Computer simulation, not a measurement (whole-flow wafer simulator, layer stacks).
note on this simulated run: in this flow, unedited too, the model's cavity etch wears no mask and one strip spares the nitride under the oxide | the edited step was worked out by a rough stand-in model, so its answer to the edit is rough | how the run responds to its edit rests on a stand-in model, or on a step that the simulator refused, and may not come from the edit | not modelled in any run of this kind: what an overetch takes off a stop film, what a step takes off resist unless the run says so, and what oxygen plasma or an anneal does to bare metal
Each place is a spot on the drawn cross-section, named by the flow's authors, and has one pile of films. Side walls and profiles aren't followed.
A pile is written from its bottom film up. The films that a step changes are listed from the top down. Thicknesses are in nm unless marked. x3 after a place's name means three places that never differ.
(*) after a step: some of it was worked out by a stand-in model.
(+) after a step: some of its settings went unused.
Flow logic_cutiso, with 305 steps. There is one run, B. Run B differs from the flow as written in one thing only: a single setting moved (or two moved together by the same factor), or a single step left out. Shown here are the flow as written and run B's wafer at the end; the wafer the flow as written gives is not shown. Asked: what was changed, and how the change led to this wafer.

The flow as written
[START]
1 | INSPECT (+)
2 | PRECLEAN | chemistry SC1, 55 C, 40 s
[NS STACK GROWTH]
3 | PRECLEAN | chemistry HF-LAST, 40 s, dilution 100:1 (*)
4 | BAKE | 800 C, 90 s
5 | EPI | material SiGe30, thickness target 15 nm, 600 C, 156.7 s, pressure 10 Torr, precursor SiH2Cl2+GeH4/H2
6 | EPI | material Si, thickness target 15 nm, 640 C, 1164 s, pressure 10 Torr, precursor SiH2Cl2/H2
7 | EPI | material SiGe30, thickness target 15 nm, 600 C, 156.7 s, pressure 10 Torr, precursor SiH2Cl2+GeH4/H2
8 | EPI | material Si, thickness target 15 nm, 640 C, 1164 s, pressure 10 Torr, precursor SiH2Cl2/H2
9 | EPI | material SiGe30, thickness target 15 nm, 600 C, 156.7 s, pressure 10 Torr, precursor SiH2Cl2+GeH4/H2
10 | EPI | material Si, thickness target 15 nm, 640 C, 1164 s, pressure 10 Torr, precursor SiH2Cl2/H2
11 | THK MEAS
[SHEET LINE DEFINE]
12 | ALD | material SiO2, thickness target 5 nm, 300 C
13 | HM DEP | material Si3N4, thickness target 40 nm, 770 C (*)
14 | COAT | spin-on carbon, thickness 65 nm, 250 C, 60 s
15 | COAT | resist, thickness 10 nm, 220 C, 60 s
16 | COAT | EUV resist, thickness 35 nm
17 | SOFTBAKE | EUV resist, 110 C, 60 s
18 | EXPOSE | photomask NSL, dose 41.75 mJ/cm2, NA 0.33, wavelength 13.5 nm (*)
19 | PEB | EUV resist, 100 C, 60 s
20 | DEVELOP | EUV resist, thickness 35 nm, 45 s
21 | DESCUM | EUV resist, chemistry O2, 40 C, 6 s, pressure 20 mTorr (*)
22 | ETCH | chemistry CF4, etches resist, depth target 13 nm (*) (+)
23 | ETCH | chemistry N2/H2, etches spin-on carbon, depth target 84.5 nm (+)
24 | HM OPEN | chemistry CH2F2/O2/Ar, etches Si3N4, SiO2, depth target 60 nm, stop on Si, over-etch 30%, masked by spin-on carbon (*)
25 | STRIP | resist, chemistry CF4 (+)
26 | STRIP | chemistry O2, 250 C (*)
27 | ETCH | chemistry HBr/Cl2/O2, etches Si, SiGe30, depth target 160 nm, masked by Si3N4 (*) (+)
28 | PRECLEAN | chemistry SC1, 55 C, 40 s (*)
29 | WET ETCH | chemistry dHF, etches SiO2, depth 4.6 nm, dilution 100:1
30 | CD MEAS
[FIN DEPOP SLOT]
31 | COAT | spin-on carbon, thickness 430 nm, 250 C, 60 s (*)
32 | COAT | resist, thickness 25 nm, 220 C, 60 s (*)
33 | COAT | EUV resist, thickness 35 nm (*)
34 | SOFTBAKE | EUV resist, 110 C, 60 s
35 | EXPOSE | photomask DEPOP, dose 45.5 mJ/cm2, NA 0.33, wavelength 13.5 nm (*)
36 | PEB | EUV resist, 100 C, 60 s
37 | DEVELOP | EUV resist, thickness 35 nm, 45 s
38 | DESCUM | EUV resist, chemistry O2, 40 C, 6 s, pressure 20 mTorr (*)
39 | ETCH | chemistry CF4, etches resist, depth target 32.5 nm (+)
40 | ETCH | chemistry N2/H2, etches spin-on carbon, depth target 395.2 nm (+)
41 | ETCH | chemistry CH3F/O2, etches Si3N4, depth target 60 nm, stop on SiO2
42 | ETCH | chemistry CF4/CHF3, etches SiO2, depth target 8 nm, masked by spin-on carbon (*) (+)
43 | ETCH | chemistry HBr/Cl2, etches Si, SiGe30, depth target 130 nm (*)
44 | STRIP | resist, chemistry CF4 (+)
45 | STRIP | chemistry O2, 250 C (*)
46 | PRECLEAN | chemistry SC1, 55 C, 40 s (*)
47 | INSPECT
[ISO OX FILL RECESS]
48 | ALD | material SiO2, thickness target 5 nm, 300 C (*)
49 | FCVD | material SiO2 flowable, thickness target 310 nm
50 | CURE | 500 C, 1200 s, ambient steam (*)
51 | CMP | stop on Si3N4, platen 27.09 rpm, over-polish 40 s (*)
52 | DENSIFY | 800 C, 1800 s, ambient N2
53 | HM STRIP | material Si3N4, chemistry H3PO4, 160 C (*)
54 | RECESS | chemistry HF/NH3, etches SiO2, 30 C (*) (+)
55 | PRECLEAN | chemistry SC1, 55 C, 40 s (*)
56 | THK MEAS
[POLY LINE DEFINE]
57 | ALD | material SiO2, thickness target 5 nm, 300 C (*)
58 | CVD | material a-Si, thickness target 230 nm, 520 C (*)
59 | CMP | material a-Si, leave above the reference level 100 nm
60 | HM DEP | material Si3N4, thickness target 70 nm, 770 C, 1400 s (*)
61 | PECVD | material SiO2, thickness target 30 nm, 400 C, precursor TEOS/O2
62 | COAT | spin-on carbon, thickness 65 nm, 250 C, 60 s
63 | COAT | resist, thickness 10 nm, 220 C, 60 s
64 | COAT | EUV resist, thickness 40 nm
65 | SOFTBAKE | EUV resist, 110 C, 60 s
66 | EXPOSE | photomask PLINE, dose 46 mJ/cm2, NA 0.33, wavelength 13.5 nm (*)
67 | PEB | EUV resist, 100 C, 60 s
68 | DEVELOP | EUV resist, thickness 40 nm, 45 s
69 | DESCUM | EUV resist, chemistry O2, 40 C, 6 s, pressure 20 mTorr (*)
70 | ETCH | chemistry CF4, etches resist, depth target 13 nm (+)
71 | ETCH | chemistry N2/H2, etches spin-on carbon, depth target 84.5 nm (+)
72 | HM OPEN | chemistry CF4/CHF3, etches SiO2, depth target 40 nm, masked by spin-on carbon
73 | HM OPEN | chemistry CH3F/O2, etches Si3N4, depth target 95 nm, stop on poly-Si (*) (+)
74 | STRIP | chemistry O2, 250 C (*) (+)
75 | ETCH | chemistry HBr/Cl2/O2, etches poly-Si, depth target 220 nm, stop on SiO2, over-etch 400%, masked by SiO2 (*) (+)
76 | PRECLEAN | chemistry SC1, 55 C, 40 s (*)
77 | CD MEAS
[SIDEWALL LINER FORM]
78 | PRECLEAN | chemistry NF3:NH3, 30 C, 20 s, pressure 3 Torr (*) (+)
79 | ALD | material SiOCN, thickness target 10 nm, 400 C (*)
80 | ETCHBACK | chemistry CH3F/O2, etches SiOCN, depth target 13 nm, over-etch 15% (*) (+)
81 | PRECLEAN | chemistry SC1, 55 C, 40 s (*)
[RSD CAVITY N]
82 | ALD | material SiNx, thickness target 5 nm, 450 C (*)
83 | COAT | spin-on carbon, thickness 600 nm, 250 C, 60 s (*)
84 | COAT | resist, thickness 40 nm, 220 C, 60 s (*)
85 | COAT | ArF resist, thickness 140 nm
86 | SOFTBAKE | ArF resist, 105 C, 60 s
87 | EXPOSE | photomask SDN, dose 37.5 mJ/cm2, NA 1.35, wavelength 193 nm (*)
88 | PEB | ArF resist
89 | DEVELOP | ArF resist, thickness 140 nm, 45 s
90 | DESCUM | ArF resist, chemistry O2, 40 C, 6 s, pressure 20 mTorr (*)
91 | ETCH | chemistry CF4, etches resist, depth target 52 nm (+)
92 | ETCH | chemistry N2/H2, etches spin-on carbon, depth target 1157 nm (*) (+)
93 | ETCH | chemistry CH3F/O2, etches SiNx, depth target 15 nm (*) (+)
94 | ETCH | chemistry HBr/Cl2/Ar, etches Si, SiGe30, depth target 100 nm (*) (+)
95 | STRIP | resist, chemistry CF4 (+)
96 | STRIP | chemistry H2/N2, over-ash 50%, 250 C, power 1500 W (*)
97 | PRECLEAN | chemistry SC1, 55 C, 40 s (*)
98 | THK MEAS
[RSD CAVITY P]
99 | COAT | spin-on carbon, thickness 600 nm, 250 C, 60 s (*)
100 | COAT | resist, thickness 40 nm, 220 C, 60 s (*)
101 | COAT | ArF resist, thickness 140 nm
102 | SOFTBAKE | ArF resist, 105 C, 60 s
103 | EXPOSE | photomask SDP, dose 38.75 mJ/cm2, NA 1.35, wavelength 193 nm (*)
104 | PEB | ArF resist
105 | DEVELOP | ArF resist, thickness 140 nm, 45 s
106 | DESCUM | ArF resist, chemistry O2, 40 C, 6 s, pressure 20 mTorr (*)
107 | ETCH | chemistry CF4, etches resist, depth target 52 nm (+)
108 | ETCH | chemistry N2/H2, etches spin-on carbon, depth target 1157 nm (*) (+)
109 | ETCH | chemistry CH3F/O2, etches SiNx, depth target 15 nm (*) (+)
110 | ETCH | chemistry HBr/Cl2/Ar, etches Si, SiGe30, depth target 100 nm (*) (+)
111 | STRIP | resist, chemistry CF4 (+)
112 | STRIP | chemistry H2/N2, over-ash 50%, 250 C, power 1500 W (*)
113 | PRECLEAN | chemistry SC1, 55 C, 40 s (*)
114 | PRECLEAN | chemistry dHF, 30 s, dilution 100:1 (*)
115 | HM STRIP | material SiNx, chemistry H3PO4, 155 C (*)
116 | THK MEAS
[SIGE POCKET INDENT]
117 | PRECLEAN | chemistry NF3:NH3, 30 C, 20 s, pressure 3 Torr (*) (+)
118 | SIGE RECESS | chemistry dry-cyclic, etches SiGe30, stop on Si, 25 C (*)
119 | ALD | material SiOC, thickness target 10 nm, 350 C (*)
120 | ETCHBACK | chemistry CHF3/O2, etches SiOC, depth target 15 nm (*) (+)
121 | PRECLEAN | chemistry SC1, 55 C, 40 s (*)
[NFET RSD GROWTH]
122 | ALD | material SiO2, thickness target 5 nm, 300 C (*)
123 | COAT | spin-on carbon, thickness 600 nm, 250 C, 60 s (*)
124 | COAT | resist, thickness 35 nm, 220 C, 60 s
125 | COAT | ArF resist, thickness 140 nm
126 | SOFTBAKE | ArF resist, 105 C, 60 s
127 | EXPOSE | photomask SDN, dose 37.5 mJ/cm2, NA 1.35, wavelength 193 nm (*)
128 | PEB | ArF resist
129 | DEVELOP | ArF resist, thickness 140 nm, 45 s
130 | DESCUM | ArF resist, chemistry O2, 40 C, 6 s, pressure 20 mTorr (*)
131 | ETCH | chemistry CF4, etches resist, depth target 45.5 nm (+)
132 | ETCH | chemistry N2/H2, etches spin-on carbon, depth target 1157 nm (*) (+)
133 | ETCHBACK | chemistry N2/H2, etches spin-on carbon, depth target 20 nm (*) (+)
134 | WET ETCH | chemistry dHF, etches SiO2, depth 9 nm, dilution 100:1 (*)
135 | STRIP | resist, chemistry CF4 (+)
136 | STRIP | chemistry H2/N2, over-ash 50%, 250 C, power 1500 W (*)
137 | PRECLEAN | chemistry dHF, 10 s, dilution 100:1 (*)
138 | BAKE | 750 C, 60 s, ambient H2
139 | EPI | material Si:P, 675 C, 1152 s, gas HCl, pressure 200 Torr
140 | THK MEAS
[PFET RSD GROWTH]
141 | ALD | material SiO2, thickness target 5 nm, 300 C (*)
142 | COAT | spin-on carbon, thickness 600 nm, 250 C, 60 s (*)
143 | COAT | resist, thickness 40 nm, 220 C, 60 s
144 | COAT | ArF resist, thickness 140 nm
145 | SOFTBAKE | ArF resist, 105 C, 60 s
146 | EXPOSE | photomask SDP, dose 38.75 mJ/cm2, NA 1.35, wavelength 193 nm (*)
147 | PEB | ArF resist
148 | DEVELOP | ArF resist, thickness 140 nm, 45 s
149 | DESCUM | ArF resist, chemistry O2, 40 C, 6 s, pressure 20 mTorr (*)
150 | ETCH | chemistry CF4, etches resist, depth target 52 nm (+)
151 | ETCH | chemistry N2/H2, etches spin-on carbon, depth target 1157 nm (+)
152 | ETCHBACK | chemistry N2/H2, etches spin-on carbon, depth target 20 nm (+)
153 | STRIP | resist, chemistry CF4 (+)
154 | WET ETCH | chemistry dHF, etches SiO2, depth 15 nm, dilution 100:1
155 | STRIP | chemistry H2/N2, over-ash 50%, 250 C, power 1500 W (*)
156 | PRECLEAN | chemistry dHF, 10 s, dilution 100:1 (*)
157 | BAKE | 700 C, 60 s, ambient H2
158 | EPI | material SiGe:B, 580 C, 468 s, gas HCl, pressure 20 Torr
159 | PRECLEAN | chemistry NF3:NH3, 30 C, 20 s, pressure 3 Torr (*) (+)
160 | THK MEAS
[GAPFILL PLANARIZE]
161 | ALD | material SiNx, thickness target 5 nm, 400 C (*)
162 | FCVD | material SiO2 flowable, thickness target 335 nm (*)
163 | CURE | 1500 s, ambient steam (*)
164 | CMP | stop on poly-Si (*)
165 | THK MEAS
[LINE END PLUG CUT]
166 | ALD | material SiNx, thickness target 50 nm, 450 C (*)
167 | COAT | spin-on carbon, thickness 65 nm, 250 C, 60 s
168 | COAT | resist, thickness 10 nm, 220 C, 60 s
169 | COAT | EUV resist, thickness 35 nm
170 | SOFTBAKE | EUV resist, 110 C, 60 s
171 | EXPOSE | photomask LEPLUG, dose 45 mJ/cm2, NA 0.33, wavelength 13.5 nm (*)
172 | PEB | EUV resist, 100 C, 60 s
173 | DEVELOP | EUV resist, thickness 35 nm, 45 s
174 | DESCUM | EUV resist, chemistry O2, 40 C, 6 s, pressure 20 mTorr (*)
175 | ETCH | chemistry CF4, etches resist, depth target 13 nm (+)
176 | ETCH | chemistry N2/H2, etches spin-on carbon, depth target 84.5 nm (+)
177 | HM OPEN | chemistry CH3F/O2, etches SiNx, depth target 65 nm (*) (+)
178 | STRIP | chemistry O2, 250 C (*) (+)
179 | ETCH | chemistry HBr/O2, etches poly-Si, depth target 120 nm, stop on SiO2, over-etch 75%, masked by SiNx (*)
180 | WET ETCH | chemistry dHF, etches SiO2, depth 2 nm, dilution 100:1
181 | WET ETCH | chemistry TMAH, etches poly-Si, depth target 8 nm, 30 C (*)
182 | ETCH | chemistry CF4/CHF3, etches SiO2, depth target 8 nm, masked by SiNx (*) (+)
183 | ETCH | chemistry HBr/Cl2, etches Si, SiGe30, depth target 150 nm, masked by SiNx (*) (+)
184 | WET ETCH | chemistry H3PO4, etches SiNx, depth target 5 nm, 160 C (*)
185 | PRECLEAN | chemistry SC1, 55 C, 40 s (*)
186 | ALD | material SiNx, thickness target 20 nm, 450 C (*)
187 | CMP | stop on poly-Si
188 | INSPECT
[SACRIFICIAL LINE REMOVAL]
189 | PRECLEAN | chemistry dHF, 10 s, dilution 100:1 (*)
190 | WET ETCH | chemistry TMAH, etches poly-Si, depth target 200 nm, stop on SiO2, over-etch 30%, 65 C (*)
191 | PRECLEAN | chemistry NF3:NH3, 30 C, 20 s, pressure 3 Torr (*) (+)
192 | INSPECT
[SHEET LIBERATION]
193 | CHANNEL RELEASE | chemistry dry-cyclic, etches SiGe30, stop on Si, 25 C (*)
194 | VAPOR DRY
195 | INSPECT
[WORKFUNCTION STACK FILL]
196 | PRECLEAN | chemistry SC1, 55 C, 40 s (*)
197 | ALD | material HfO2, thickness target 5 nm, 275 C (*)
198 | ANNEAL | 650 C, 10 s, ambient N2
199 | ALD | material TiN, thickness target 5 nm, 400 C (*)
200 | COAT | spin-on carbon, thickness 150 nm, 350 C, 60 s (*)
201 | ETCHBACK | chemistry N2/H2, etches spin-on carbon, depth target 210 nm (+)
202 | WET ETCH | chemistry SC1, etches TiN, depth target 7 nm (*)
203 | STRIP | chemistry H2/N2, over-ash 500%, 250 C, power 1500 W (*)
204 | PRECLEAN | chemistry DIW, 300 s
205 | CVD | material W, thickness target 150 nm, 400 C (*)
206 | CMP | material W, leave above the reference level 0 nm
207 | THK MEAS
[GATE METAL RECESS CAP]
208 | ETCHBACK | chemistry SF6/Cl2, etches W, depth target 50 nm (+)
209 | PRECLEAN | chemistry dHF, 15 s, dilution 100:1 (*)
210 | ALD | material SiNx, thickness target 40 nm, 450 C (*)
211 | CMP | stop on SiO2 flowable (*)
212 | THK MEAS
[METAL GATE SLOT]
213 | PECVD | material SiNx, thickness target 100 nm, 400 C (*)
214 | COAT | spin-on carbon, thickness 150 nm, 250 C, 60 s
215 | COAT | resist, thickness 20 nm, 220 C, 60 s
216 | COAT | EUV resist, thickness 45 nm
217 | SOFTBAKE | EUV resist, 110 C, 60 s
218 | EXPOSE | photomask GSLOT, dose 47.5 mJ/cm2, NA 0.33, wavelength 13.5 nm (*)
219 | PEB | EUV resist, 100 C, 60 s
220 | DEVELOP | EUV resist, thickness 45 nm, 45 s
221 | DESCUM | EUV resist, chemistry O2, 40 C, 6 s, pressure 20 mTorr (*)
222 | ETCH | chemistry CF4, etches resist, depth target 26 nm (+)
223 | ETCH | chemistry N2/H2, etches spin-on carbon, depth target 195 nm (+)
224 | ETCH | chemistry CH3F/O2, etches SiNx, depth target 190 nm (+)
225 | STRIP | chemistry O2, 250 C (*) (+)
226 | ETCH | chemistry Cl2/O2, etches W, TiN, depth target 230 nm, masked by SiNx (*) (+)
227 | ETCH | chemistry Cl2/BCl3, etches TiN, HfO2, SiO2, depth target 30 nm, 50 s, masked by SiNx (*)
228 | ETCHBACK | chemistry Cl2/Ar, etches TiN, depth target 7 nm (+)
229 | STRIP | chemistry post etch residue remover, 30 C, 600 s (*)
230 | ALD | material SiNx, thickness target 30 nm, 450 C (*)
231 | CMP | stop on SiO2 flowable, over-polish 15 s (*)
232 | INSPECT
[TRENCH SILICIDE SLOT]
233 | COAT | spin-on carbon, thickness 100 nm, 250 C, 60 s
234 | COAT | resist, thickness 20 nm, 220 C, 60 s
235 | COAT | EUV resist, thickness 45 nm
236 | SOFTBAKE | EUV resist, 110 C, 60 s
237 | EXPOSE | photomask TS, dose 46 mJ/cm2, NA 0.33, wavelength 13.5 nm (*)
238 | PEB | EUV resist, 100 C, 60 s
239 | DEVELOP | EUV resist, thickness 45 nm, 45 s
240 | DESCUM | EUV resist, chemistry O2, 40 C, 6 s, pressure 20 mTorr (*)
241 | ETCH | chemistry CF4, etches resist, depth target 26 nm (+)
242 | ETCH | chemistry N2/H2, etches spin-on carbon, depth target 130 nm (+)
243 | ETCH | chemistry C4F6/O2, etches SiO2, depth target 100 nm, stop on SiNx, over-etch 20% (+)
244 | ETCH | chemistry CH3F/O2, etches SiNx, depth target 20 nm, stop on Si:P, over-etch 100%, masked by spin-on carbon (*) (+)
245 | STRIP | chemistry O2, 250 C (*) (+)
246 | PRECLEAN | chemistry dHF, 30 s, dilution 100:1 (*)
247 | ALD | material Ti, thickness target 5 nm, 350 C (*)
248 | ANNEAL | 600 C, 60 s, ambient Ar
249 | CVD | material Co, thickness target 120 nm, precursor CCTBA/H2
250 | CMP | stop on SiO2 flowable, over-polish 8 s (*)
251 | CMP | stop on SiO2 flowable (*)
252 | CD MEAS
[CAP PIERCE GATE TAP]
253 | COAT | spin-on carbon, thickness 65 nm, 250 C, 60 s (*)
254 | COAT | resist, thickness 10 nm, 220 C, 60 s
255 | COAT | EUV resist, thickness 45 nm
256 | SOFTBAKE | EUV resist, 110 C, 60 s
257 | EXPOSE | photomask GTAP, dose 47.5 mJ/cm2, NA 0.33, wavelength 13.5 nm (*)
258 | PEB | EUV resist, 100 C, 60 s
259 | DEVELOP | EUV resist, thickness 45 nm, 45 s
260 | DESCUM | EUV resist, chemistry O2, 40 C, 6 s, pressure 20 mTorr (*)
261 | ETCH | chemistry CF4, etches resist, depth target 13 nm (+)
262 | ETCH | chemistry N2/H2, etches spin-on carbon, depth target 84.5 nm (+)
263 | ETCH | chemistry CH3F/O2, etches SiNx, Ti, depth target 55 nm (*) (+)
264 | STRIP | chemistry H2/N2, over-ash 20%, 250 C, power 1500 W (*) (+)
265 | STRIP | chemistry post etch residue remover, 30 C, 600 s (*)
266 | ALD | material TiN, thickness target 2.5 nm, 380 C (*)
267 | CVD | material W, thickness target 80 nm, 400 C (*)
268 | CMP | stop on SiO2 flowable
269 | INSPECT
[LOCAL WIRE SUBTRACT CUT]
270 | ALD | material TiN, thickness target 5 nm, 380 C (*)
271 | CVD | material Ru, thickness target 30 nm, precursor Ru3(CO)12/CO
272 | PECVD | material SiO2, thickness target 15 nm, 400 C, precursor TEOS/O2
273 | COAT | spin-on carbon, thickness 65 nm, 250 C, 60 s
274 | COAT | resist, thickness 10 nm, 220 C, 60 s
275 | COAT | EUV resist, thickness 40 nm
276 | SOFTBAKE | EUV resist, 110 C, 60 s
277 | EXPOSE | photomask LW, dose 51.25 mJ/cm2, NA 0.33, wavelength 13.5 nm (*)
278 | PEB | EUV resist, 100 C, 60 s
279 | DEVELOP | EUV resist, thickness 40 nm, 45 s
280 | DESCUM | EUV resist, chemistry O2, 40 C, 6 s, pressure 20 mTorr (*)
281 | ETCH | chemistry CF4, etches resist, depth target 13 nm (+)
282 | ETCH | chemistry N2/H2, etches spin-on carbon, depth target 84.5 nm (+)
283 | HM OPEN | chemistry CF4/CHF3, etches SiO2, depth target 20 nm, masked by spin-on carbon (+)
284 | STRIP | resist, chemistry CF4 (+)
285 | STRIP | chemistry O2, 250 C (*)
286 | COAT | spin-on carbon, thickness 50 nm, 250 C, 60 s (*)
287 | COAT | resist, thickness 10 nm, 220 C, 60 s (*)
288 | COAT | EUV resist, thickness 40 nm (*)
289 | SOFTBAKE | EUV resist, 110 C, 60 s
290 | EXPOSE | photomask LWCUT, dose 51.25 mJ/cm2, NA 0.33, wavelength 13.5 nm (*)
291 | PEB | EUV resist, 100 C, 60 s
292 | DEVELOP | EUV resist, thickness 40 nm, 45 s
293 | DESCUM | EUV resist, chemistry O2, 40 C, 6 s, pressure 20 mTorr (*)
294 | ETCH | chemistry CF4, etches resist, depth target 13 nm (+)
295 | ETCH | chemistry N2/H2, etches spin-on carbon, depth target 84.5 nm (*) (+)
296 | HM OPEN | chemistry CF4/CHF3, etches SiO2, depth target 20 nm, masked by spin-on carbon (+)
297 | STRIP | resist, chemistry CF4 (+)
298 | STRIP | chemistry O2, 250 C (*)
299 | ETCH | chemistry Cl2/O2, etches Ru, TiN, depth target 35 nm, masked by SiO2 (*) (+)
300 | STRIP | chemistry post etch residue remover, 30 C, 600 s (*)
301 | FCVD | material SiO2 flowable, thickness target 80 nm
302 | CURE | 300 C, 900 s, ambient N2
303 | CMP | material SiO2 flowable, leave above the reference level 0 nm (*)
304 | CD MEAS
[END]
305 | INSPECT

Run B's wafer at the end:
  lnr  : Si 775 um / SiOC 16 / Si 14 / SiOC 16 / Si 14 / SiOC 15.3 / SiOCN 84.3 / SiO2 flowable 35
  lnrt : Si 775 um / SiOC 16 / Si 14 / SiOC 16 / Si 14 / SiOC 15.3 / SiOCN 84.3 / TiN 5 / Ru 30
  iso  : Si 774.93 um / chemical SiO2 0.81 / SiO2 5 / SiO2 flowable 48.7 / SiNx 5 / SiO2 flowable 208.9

What caused this: step 75, ETCH: depth target 346.5 nm was run, while the flow as written has depth target 220 nm.

How this came from the change, step by step:
  75 | ETCH | chemistry HBr/Cl2/O2, etches poly-Si, depth target 220 nm, stop on SiO2, over-etch 400%, masked by SiO2 (*) (+)
      lnr, lnrp, lnrt, rsdn, rsdp, rsdw, rsdx: -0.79 chemical SiO2 (all of it), -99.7 poly-Si (all of it), -5 SiO2 (all of it), -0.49 chemical SiO2 (all of it), -13.9 Si (all of it) (it would be, as written: -0.79 chemical SiO2 (all of it), -99.7 poly-Si (all of it), -5 SiO2 (all of it))
      iso, lnri: -0.79 chemical SiO2 (all of it), -189.1 poly-Si (all of it), -5 SiO2 (all of it), -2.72 SiO2 flowable (it would be, as written: -0.79 chemical SiO2 (all of it), -189.1 poly-Si (all of it), -4.55 SiO2)
  80 | ETCHBACK | chemistry CH3F/O2, etches SiOCN, depth target 13 nm, over-etch 15% (*) (+)
      rsdn, rsdp, rsdw, rsdx: -10 SiOCN (all of it), -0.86 SiGe30 (it would be, as written: -10 SiOCN (all of it), -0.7 Si)
      lnr, lnrp, lnrt: +189.1 SiOCN (it would be, as written: +175.1 SiOCN)
  94 | ETCH | chemistry HBr/Cl2/Ar, etches Si, SiGe30, depth target 100 nm (*) (+)
      rsdn, rsdx: -0.49 chemical SiO2 (all of it), -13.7 SiGe30 (all of it), -15 Si (all of it), -15 SiGe30 (all of it), -15 Si (all of it), -15 SiGe30 (all of it), -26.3 Si (it would be, as written: -0.49 chemical SiO2 (all of it), -12.8 Si (all of it), -15 SiGe30 (all of it), -15 Si (all of it), -15 SiGe30 (all of it), -15 Si (all of it), -15 SiGe30 (all of it), -12.2 Si)
  110 | ETCH | chemistry HBr/Cl2/Ar, etches Si, SiGe30, depth target 100 nm (*) (+)
      rsdp, rsdw: -0.49 chemical SiO2 (all of it), -13.7 SiGe30 (all of it), -15 Si (all of it), -15 SiGe30 (all of it), -15 Si (all of it), -15 SiGe30 (all of it), -26.3 Si (it would be, as written: -0.49 chemical SiO2 (all of it), -12.8 Si (all of it), -15 SiGe30 (all of it), -15 Si (all of it), -15 SiGe30 (all of it), -15 Si (all of it), -15 SiGe30 (all of it), -12.2 Si)
  118 | SIGE RECESS | chemistry dry-cyclic, etches SiGe30, stop on Si, 25 C (*)
      lnr, lnrp, lnrt: -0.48 SiOCN, +15.3 cavity (new film), -14.8 SiGe30 (all of it), -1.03 Si, +16 cavity (new film), -15 SiGe30 (all of it), -1.03 Si, +16 cavity (new film), -15 SiGe30 (all of it), -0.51 Si (it would be, as written: -0.48 SiOCN, -0.51 Si, +16 cavity (new film), -15 SiGe30 (all of it), -1.03 Si, +16 cavity (new film), -15 SiGe30 (all of it), -1.03 Si, +16 cavity (new film), -15 SiGe30 (all of it), -0.51 Si)
  119 | ALD | material SiOC, thickness target 10 nm, 350 C (*)
      lnr, lnrp, lnrt: +10 SiOC (new film), +15.3 SiOC (new film), -15.3 cavity (all of it), +16 SiOC (new film), -16 cavity (all of it), +16 SiOC (new film), -16 cavity (all of it) (it would be, as written: +10 SiOC (new film), +16 SiOC (new film), -16 cavity (all of it), +16 SiOC (new film), -16 cavity (all of it), +16 SiOC (new film), -16 cavity (all of it))
  135 | STRIP | resist, chemistry CF4 (+)
      gl: -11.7 Si3N4 (it would be, as written: -12.3 Si3N4)
  139 | EPI | material Si:P, 675 C, 1152 s, gas HCl, pressure 200 Torr
      rsdn, rsdx: +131 Si:P (new film) (it would be, as written: +116.9 Si:P (new film))
  141 | ALD | material SiO2, thickness target 5 nm, 300 C (*)
      gxn: +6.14 SiO2 (new film) (it would be, as written: +10.1 SiO2 (new film))
  158 | EPI | material SiGe:B, 580 C, 468 s, gas HCl, pressure 20 Torr
      rsdp, rsdw: +131 SiGe:B (new film) (it would be, as written: +116.8 SiGe:B (new film))
  159 | PRECLEAN | chemistry NF3:NH3, 30 C, 20 s, pressure 3 Torr (*) (+)
      gxn: -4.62 SiO2 (all of it), -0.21 Si3N4 (it would be, as written: -7.5 SiO2)
  164 | CMP | stop on poly-Si (*)
      gxn: -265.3 SiO2 flowable (all of it), -5 SiNx (all of it), -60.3 Si3N4 (all of it) (it would be, as written: -264.5 SiO2 flowable (all of it), -5 SiNx (all of it), -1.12 SiO2 (all of it), -60.3 Si3N4 (all of it))
